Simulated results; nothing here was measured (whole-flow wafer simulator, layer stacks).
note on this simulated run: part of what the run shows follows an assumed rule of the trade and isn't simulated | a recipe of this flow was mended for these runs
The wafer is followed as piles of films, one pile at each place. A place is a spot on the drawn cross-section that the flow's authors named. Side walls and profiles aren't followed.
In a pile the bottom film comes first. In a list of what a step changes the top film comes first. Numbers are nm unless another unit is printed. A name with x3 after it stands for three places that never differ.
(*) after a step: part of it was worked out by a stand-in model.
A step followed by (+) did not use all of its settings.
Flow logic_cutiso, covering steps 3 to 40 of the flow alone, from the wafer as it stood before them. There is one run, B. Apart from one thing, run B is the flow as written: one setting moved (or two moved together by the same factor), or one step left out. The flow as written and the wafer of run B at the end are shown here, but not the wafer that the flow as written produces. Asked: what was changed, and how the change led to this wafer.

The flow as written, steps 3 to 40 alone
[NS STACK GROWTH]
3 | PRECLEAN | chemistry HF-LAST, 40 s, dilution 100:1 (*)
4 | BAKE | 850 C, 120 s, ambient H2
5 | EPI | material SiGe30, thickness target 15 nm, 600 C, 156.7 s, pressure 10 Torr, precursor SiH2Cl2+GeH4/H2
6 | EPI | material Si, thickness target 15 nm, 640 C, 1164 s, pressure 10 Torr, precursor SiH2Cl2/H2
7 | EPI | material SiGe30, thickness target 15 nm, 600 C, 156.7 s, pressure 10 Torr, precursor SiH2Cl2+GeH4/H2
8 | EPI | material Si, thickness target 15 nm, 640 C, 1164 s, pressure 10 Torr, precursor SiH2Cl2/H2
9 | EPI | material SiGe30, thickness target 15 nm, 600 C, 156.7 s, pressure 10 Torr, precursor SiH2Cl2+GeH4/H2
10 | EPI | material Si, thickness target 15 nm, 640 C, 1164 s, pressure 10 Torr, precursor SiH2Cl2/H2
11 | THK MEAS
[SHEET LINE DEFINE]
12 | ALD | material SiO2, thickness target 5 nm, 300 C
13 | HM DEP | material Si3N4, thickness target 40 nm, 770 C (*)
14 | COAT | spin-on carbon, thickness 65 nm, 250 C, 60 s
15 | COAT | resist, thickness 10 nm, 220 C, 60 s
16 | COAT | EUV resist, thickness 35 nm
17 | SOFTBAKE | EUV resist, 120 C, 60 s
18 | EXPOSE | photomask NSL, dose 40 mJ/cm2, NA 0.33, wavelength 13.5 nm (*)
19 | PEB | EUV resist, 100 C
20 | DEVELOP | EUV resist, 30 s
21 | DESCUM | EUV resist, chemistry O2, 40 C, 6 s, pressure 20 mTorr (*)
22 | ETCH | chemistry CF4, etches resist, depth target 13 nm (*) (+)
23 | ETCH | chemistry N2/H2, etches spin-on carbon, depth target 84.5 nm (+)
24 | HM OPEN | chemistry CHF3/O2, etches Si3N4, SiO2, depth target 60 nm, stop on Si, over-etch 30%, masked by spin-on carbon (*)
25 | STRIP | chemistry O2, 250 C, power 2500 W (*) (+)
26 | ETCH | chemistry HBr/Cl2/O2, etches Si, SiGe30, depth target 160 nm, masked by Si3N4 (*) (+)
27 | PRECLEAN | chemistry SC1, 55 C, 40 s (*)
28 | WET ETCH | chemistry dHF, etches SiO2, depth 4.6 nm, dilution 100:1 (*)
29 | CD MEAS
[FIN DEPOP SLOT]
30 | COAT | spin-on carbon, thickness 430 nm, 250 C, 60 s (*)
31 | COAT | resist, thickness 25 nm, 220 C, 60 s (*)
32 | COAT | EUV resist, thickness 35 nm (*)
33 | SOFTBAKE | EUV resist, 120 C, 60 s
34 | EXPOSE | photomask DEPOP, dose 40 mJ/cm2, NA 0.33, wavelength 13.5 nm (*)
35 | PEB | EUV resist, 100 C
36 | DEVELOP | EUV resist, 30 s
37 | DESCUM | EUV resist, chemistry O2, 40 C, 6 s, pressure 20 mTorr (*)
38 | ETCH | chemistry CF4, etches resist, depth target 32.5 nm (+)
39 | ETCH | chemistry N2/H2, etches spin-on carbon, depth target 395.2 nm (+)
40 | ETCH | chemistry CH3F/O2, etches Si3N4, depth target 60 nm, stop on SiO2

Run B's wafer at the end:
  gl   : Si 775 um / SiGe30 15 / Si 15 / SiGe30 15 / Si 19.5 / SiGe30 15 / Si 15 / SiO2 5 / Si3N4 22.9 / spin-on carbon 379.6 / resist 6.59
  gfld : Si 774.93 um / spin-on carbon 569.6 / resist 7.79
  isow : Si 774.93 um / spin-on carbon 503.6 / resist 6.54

What caused this: step 8, EPI: thickness target 19.5 nm was run, though the flow has thickness target 15 nm; step 8, EPI: 1514 s was run, where the flow has 1164 s.
The wafer itself shows it: gl has Si 19.5, and step 8 as written asks for 15 nm.

How this came from the change, step by step:
  8 | EPI | material Si, thickness target 15 nm, 640 C, 1164 s, pressure 10 Torr, precursor SiH2Cl2/H2
      depop, dpovl, gfld and 19 more: +19.5 Si (new film) (it would be, as written: +15 Si (new film))
  26 | ETCH | chemistry HBr/Cl2/O2, etches Si, SiGe30, depth target 160 nm, masked by Si3N4 (*) (+)
      dpovl, gfld, gxf, iso, isow, lnri, nsgap: -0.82 chemical SiO2 (all of it), -12 Si (all of it), -15 SiGe30 (all of it), -19.5 Si (all of it), -15 SiGe30 (all of it), -15 Si (all of it), -15 SiGe30 (all of it), -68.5 Si (it would be, as written: -0.82 chemical SiO2 (all of it), -12 Si (all of it), -15 SiGe30 (all of it), -15 Si (all of it), -15 SiGe30 (all of it), -15 Si (all of it), -15 SiGe30 (all of it), -73 Si)
